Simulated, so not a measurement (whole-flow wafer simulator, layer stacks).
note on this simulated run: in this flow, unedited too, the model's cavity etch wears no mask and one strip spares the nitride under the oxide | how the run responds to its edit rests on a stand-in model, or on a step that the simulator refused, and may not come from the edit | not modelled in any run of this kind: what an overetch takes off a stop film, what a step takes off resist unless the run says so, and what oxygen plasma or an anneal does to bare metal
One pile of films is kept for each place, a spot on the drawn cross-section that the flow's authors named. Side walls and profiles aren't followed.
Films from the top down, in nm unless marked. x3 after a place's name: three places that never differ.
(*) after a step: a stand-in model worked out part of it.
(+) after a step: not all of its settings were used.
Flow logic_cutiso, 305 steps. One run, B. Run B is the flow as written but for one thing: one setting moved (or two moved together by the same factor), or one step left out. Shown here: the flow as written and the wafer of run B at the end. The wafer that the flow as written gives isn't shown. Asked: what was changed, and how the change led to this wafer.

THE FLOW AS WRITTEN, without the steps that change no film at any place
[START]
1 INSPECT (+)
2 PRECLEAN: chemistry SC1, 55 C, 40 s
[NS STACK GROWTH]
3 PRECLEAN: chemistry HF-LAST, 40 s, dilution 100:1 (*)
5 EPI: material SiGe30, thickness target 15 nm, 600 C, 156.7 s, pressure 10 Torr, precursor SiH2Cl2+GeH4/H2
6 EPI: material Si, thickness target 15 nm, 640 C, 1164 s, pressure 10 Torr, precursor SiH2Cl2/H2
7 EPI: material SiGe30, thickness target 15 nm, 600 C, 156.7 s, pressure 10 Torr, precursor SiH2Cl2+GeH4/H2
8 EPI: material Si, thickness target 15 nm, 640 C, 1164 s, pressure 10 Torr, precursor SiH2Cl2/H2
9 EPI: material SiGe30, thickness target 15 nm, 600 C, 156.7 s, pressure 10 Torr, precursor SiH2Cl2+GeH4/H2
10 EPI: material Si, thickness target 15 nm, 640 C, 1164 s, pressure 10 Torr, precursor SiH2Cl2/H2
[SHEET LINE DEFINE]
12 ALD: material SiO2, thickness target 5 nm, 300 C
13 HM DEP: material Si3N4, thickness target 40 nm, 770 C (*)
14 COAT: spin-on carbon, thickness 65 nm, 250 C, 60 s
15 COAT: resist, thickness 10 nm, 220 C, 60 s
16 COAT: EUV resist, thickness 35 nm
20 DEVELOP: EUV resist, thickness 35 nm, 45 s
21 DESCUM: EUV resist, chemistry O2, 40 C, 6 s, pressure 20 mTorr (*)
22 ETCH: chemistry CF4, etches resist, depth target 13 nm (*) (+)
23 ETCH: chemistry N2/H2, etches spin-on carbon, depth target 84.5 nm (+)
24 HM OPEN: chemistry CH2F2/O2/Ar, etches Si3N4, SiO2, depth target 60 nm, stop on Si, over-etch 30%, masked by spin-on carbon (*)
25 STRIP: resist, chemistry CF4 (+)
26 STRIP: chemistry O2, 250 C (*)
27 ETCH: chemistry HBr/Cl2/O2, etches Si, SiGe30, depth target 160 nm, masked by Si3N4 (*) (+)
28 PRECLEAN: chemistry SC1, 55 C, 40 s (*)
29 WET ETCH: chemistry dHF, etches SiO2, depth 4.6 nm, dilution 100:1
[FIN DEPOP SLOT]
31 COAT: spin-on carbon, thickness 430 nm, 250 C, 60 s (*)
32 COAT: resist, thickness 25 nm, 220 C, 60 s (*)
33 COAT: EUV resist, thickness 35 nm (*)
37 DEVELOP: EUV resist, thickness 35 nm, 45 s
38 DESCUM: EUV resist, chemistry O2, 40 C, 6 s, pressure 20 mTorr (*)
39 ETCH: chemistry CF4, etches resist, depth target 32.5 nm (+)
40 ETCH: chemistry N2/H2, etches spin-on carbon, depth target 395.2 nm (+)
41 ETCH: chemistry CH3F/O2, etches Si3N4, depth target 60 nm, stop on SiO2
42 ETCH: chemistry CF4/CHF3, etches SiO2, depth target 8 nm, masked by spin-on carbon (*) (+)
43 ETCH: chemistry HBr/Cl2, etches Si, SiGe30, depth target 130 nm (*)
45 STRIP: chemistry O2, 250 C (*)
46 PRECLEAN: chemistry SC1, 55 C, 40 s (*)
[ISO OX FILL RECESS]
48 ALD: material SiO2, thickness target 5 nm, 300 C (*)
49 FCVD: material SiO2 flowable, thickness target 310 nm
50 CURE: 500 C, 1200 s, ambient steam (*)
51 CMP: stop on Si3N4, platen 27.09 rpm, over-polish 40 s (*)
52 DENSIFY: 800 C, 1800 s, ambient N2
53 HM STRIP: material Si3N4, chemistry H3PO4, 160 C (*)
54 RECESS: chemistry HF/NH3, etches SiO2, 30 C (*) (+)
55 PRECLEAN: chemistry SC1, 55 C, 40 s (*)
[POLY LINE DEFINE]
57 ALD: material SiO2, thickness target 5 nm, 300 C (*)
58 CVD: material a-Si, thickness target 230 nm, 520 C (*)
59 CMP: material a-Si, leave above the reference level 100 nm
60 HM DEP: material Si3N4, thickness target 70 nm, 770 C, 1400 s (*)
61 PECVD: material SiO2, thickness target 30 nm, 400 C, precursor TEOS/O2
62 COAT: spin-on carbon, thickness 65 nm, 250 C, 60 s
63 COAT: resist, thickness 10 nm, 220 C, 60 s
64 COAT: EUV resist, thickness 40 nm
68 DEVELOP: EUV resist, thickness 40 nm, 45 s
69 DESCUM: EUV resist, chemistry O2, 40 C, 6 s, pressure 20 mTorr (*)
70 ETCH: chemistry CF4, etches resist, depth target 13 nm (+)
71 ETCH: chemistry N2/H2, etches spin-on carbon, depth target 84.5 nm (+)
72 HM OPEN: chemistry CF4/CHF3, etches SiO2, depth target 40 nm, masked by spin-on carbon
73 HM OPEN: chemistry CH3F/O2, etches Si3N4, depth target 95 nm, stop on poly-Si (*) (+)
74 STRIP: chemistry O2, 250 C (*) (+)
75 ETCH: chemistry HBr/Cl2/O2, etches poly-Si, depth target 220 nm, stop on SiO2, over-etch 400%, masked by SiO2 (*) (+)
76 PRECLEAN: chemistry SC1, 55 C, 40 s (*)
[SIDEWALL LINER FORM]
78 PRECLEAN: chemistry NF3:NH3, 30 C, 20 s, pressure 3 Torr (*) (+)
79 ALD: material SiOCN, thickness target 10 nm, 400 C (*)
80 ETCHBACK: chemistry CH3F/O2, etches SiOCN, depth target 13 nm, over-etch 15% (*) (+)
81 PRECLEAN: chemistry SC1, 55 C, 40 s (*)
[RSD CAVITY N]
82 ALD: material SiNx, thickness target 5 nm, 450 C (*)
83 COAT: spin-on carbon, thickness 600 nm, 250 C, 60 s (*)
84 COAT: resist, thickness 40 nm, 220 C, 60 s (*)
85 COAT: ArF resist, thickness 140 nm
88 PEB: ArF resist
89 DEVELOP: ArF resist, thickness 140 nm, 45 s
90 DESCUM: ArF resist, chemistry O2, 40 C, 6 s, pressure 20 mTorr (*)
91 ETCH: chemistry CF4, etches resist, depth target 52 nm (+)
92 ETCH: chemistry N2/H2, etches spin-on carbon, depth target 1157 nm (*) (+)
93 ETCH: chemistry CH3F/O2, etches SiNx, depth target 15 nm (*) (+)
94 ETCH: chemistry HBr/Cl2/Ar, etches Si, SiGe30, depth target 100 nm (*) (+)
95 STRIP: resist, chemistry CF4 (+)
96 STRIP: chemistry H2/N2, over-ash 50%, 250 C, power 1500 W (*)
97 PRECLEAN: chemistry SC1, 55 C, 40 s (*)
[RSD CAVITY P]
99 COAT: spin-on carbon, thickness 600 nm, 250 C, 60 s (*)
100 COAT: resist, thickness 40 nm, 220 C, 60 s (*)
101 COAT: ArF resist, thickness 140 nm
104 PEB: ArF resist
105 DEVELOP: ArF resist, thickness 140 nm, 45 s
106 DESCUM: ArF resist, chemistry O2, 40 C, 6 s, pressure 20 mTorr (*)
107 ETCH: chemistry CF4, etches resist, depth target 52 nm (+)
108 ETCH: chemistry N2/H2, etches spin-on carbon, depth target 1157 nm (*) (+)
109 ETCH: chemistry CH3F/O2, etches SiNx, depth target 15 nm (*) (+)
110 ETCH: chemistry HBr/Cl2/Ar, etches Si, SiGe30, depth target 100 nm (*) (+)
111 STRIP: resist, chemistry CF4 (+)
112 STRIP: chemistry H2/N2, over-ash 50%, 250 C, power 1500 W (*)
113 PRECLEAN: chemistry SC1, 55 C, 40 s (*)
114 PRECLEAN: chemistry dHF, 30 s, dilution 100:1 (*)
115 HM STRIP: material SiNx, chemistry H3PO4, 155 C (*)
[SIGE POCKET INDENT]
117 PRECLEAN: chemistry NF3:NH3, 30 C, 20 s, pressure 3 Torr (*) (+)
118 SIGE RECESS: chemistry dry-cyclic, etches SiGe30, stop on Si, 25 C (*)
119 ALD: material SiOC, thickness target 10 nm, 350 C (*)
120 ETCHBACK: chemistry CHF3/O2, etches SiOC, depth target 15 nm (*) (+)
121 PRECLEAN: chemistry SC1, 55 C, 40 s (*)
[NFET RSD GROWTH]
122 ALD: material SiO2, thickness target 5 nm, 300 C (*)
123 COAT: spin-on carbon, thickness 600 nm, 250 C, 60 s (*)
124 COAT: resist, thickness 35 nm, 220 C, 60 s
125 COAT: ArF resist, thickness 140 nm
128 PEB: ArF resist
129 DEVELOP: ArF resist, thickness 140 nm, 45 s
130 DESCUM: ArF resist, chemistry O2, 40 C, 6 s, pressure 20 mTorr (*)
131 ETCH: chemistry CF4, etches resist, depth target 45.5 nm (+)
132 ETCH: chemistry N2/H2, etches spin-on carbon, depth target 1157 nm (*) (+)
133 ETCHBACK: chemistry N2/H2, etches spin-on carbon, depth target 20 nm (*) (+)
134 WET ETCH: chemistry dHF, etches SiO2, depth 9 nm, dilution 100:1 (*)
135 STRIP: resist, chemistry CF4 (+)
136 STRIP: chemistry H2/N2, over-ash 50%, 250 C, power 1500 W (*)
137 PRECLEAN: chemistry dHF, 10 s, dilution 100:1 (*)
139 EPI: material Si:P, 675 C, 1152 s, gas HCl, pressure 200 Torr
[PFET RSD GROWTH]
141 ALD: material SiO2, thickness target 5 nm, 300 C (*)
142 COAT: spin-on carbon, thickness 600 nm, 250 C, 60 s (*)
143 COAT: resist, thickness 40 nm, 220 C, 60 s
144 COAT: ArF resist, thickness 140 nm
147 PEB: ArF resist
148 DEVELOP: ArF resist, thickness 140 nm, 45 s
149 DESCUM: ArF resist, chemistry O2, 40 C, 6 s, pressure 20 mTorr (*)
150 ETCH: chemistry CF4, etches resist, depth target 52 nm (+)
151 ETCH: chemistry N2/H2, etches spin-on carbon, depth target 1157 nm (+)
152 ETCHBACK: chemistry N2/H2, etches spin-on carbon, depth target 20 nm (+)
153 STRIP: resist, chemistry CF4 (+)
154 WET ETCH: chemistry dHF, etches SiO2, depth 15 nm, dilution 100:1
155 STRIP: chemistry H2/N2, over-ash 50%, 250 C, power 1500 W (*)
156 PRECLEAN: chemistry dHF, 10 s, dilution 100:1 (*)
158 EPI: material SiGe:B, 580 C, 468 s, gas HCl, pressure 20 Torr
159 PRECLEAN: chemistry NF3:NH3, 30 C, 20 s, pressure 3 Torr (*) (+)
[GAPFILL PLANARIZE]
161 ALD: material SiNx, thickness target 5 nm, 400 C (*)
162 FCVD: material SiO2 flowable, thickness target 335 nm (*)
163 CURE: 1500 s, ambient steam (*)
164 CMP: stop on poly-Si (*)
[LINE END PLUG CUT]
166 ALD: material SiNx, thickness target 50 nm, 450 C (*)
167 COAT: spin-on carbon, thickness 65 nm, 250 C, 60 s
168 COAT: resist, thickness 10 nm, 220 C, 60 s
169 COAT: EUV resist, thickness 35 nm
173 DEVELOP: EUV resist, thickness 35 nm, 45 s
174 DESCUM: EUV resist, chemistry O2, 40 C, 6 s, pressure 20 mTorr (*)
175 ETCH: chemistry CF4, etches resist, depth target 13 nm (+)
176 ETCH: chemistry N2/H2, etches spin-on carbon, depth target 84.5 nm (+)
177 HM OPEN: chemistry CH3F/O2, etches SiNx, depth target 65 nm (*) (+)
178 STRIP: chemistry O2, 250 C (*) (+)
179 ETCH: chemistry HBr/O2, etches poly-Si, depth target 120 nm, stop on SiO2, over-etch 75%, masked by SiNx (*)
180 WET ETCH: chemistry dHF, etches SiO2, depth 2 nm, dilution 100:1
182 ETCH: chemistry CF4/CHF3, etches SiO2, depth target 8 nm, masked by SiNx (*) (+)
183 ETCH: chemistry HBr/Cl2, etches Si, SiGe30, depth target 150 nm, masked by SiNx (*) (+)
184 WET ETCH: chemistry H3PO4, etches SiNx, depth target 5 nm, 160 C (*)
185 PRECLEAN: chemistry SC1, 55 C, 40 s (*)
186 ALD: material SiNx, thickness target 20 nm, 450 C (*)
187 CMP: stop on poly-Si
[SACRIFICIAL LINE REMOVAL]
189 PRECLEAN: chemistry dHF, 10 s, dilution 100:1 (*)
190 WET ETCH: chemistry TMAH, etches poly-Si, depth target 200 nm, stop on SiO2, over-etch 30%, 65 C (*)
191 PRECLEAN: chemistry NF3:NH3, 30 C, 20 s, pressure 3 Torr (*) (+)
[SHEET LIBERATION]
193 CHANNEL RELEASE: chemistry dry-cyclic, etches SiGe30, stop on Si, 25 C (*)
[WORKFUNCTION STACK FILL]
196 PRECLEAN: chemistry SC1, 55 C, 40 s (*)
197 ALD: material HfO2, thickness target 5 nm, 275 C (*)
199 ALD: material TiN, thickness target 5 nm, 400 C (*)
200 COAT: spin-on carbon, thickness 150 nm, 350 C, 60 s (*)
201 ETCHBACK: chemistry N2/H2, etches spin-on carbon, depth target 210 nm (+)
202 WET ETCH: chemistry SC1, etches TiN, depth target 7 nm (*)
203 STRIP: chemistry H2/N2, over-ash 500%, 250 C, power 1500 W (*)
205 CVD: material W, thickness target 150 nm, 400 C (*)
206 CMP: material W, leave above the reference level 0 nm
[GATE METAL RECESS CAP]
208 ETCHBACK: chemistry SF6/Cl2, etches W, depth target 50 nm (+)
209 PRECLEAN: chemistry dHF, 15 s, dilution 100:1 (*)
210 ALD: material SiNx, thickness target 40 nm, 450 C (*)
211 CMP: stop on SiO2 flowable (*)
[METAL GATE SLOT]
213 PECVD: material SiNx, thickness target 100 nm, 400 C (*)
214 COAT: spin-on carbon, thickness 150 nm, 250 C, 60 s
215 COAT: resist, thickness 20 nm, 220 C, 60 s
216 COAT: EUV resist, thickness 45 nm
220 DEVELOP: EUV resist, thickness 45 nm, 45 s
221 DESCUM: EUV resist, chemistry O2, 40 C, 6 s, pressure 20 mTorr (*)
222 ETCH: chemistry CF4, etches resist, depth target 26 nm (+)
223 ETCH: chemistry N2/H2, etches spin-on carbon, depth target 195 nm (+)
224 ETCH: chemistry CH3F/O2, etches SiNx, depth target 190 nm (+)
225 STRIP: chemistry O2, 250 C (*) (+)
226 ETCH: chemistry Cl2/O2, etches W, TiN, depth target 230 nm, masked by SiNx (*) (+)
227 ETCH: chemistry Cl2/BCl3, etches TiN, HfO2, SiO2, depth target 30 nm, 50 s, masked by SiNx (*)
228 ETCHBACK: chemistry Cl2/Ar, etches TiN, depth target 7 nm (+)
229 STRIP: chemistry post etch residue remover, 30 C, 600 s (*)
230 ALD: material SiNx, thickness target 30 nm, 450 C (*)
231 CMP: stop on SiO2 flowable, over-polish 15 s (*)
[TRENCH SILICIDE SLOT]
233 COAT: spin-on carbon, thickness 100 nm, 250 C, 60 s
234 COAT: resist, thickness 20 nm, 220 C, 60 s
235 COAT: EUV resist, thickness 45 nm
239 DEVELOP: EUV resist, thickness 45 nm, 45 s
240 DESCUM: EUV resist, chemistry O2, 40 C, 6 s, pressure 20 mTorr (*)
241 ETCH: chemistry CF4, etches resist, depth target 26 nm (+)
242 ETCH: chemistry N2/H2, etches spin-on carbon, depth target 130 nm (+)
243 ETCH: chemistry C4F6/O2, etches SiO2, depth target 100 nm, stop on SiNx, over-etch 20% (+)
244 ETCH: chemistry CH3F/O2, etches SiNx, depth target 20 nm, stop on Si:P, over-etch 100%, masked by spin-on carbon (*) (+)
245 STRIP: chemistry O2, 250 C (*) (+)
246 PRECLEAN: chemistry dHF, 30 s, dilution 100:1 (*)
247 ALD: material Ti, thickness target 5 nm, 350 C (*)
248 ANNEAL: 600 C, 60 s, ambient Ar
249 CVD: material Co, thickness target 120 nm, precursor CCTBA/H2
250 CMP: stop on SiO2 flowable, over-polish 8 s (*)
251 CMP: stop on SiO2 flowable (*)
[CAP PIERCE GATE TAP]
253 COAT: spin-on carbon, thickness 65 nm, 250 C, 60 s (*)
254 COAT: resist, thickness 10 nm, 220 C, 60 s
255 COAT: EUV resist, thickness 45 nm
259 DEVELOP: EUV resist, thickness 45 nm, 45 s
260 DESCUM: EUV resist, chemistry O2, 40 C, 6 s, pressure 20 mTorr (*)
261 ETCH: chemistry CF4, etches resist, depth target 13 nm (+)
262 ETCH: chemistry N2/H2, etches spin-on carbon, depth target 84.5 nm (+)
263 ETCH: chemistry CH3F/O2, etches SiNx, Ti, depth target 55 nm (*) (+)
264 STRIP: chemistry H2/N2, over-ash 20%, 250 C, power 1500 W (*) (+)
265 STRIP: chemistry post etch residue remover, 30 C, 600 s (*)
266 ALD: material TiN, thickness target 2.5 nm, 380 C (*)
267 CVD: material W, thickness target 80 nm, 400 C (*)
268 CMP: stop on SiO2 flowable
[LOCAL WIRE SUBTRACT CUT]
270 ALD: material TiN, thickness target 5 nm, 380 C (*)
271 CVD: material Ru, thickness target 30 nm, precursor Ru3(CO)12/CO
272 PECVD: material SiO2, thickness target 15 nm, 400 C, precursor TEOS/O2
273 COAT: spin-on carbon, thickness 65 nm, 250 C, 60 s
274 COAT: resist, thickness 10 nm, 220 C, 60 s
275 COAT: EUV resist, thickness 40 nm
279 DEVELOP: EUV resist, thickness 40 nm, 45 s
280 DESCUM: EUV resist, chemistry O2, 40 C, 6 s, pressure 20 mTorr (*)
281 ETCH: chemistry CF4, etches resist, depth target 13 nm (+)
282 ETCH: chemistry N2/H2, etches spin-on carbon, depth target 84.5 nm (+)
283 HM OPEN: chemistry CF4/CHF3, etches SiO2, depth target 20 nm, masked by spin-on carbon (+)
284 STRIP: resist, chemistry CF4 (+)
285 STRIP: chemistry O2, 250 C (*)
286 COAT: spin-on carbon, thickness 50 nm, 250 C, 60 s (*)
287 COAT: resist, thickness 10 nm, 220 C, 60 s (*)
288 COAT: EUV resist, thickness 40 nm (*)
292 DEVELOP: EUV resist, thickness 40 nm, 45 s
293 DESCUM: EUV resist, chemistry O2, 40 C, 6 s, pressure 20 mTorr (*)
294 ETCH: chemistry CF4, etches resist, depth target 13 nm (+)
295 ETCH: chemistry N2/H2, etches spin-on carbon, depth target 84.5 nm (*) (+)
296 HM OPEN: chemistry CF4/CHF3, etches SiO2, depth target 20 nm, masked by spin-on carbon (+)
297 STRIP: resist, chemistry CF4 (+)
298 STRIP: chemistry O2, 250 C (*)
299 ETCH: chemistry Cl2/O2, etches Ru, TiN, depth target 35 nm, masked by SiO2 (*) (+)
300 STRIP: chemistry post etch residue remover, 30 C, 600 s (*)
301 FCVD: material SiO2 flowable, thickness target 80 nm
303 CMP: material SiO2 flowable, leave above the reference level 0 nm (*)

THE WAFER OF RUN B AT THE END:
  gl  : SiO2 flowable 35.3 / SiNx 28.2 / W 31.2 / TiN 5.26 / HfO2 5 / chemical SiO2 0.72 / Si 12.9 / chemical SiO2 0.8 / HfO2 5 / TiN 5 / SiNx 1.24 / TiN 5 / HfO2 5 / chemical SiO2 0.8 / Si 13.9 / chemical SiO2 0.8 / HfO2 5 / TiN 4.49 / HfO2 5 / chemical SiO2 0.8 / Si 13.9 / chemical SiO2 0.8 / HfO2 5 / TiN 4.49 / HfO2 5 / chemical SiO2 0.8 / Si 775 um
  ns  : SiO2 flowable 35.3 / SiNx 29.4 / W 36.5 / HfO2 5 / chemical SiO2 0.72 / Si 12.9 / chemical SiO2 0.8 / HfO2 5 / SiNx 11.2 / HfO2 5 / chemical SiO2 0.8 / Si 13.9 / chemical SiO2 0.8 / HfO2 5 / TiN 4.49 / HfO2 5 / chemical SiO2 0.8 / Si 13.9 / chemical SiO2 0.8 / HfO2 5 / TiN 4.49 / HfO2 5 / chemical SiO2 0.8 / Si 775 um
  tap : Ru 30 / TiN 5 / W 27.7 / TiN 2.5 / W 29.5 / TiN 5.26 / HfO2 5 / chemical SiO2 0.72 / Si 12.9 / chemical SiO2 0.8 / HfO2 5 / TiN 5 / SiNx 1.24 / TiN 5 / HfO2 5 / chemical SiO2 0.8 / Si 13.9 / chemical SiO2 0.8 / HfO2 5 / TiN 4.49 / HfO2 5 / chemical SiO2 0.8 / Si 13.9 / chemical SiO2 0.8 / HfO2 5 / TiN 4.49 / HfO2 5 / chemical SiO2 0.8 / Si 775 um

The cause: step 9, EPI: 227.2 s was run, where the flow has 156.7 s.

How the change led to this, step by step:
  9 EPI: material SiGe30, thickness target 15 nm, 600 C, 156.7 s, pressure 10 Torr, precursor SiH2Cl2+GeH4/H2
      depop, dpovl, gfld and 19 more: SiGe30 +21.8 (new film) (as written it would be: SiGe30 +15 (new film))
  27 ETCH: chemistry HBr/Cl2/O2, etches Si, SiGe30, depth target 160 nm, masked by Si3N4 (*) (+)
      gfld, gxf, iso, lnri: chemical SiO2 -0.79 (all of it), Si -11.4 (all of it), SiGe30 -21.8 (all of it), Si -15 (all of it), SiGe30 -15 (all of it), Si -15 (all of it), SiGe30 -15 (all of it), Si -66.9 (as written it would be: chemical SiO2 -0.79 (all of it), Si -11.4 (all of it), SiGe30 -15 (all of it), Si -15 (all of it), SiGe30 -15 (all of it), Si -15 (all of it), SiGe30 -15 (all of it), Si -73.6)
      dpovl, nsgap: chemical SiO2 -0.79 (all of it), Si -11.8 (all of it), SiGe30 -21.8 (all of it), Si -15 (all of it), SiGe30 -15 (all of it), Si -15 (all of it), SiGe30 -15 (all of it), Si -66.5 (as written it would be: chemical SiO2 -0.79 (all of it), Si -11.8 (all of it), SiGe30 -15 (all of it), Si -15 (all of it), SiGe30 -15 (all of it), Si -15 (all of it), SiGe30 -15 (all of it), Si -73.2)
      (and at 1 more place)
  43 ETCH: chemistry HBr/Cl2, etches Si, SiGe30, depth target 130 nm (*)
      depop: Si -14 (all of it), SiGe30 -21.8 (all of it), Si -15 (all of it), SiGe30 -15 (all of it), Si -15 (all of it), SiGe30 -15 (all of it), Si -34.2 (as written it would be: Si -14 (all of it), SiGe30 -15 (all of it), Si -15 (all of it), SiGe30 -15 (all of it), Si -15 (all of it), SiGe30 -15 (all of it), Si -41)
  94 ETCH: chemistry HBr/Cl2/Ar, etches Si, SiGe30, depth target 100 nm (*) (+)
      rsdn, rsdx: chemical SiO2 -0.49 (all of it), Si -12.8 (all of it), SiGe30 -21.8 (all of it), Si -15 (all of it), SiGe30 -15 (all of it), Si -15 (all of it), SiGe30 -15 (all of it), Si -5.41 (as written it would be: chemical SiO2 -0.49 (all of it), Si -12.8 (all of it), SiGe30 -15 (all of it), Si -15 (all of it), SiGe30 -15 (all of it), Si -15 (all of it), SiGe30 -15 (all of it), Si -12.2)
  110 ETCH: chemistry HBr/Cl2/Ar, etches Si, SiGe30, depth target 100 nm (*) (+)
      rsdp, rsdw: chemical SiO2 -0.49 (all of it), Si -12.8 (all of it), SiGe30 -21.8 (all of it), Si -15 (all of it), SiGe30 -15 (all of it), Si -15 (all of it), SiGe30 -15 (all of it), Si -5.41 (as written it would be: chemical SiO2 -0.49 (all of it), Si -12.8 (all of it), SiGe30 -15 (all of it), Si -15 (all of it), SiGe30 -15 (all of it), Si -15 (all of it), SiGe30 -15 (all of it), Si -12.2)
  118 SIGE RECESS: chemistry dry-cyclic, etches SiGe30, stop on Si, 25 C (*)
      lnr, lnrp, lnrt: SiOCN -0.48, Si -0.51, cavity +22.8 (new film), SiGe30 -21.8 (all of it), Si -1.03, cavity +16 (new film), SiGe30 -15 (all of it), Si -1.03, cavity +16 (new film), SiGe30 -15 (all of it), Si -0.51 (as written it would be: SiOCN -0.48, Si -0.51, cavity +16 (new film), SiGe30 -15 (all of it), Si -1.03, cavity +16 (new film), SiGe30 -15 (all of it), Si -1.03, cavity +16 (new film), SiGe30 -15 (all of it), Si -0.51)
  119 ALD: material SiOC, thickness target 10 nm, 350 C (*)
      lnr, lnrp, lnrt: SiOC +10 (new film), SiOC +22.8 (new film), cavity -22.8 (all of it), SiOC +16 (new film), cavity -16 (all of it), SiOC +16 (new film), cavity -16 (all of it) (as written it would be: SiOC +10 (new film), SiOC +16 (new film), cavity -16 (all of it), SiOC +16 (new film), cavity -16 (all of it), SiOC +16 (new film), cavity -16 (all of it))
  183 ETCH: chemistry HBr/Cl2, etches Si, SiGe30, depth target 150 nm, masked by SiNx (*) (+)
      plug: Si -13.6 (all of it), SiGe30 -21.8 (all of it), Si -15 (all of it), SiGe30 -15 (all of it), Si -15 (all of it), SiGe30 -15 (all of it), Si -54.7 (as written it would be: Si -13.6 (all of it), SiGe30 -15 (all of it), Si -15 (all of it), SiGe30 -15 (all of it), Si -15 (all of it), SiGe30 -15 (all of it), Si -61.4)
  193 CHANNEL RELEASE: chemistry dry-cyclic, etches SiGe30, stop on Si, 25 C (*)
      gl, glp, gxn, gxp, ns, tap: chemical SiO2 +0.8 (new film), Si -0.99, chemical SiO2 +0.8 (new film), cavity +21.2 (new film), chemical SiO2 +0.8 (new film), SiGe30 -21.8 (all of it), Si -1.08, chemical SiO2 +0.8 (new film), cavity +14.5 (new film), chemical SiO2 +0.8 (new film), SiGe30 -15 (all of it), Si -1.08, chemical SiO2 +0.8 (new film), cavity +14.5 (new film), chemical SiO2 +0.8 (new film), SiGe30 -15 (all of it), Si -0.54 (as written it would be: chemical SiO2 +0.8 (new film), Si -0.99, chemical SiO2 +0.8 (new film), cavity +14.5 (new film), chemical SiO2 +0.8 (new film), SiGe30 -15 (all of it), Si -1.08, chemical SiO2 +0.8 (new film), cavity +14.5 (new film), chemical SiO2 +0.8 (new film), SiGe30 -15 (all of it), Si -1.08, chemical SiO2 +0.8 (new film), cavity +14.5 (new film), chemical SiO2 +0.8 (new film), SiGe30 -15 (all of it), Si -0.54)
  199 ALD: material TiN, thickness target 5 nm, 400 C (*)
      gl, glp, tap: TiN +5.26 (new film), TiN +5 (new film), cavity -10, TiN +5 (new film), TiN +4.49 (new film), cavity -4.49 (all of it), TiN +4.49 (new film), cavity -4.49 (all of it) (as written it would be: TiN +5.26 (new film), TiN +4.49 (new film), cavity -4.49 (all of it), TiN +4.49 (new film), cavity -4.49 (all of it), TiN +4.49 (new film), cavity -4.49 (all of it))
      gxn, gxp, ns: TiN +5 (new film), TiN +5 (new film), cavity -10, TiN +5 (new film), TiN +4.49 (new film), cavity -4.49 (all of it), TiN +4.49 (new film), cavity -4.49 (all of it) (as written it would be: TiN +5 (new film), TiN +4.49 (new film), cavity -4.49 (all of it), TiN +4.49 (new film), cavity -4.49 (all of it), TiN +4.49 (new film), cavity -4.49 (all of it))
  202 WET ETCH: chemistry SC1, etches TiN, depth target 7 nm (*)
      ns: TiN -5 (all of it), TiN -5 (all of it), cavity +10, TiN -5 (all of it) (as written it would be: TiN -5 (all of it))
  210 ALD: material SiNx, thickness target 40 nm, 450 C (*)
      gl, glp, gxn, gxp, tap: SiNx +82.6 (new film), SiNx +1.24 (new film), cavity -1.24 (all of it) (as written it would be: SiNx +82.6 (new film))
      ns: SiNx +40 (new film), SiNx +11.2 (new film), cavity -11.2 (all of it) (as written it would be: SiNx +40 (new film))
Counting metal films that touch as one body, gl has 5 bodies (between them, from the top down: HfO2 5 / chemical SiO2 0.72 / Si 12.9 / chemical SiO2 0.8 / HfO2 5; SiNx 1.24; HfO2 5 / chemical SiO2 0.8 / Si 13.9 / chemical SiO2 0.8 / HfO2 5; HfO2 5 / chemical SiO2 0.8 / Si 13.9 / chemical SiO2 0.8 / HfO2 5); the flow as written gives 4 bodies (between them, from the top down: HfO2 5 / chemical SiO2 0.72 / Si 12.9 / chemical SiO2 0.8 / HfO2 5; HfO2 5 / chemical SiO2 0.8 / Si 13.9 / chemical SiO2 0.8 / HfO2 5; HfO2 5 / chemical SiO2 0.8 / Si 13.9 / chemical SiO2 0.8 / HfO2 5).
Counting metal films that touch as one body, ns has 3 bodies (between them, from the top down: HfO2 5 / chemical SiO2 0.72 / Si 12.9 / chemical SiO2 0.8 / HfO2 5 / SiNx 11.2 / HfO2 5 / chemical SiO2 0.8 / Si 13.9 / chemical SiO2 0.8 / HfO2 5; HfO2 5 / chemical SiO2 0.8 / Si 13.9 / chemical SiO2 0.8 / HfO2 5); the flow as written gives 4 bodies (between them, from the top down: HfO2 5 / chemical SiO2 0.72 / Si 12.9 / chemical SiO2 0.8 / HfO2 5; HfO2 5 / chemical SiO2 0.8 / Si 13.9 / chemical SiO2 0.8 / HfO2 5; HfO2 5 / chemical SiO2 0.8 / Si 13.9 / chemical SiO2 0.8 / HfO2 5).
Counting metal films that touch as one body, tap has 5 bodies (between them, from the top down: HfO2 5 / chemical SiO2 0.72 / Si 12.9 / chemical SiO2 0.8 / HfO2 5; SiNx 1.24; HfO2 5 / chemical SiO2 0.8 / Si 13.9 / chemical SiO2 0.8 / HfO2 5; HfO2 5 / chemical SiO2 0.8 / Si 13.9 / chemical SiO2 0.8 / HfO2 5); the flow as written gives 4 bodies (between them, from the top down: HfO2 5 / chemical SiO2 0.72 / Si 12.9 / chemical SiO2 0.8 / HfO2 5; HfO2 5 / chemical SiO2 0.8 / Si 13.9 / chemical SiO2 0.8 / HfO2 5; HfO2 5 / chemical SiO2 0.8 / Si 13.9 / chemical SiO2 0.8 / HfO2 5).
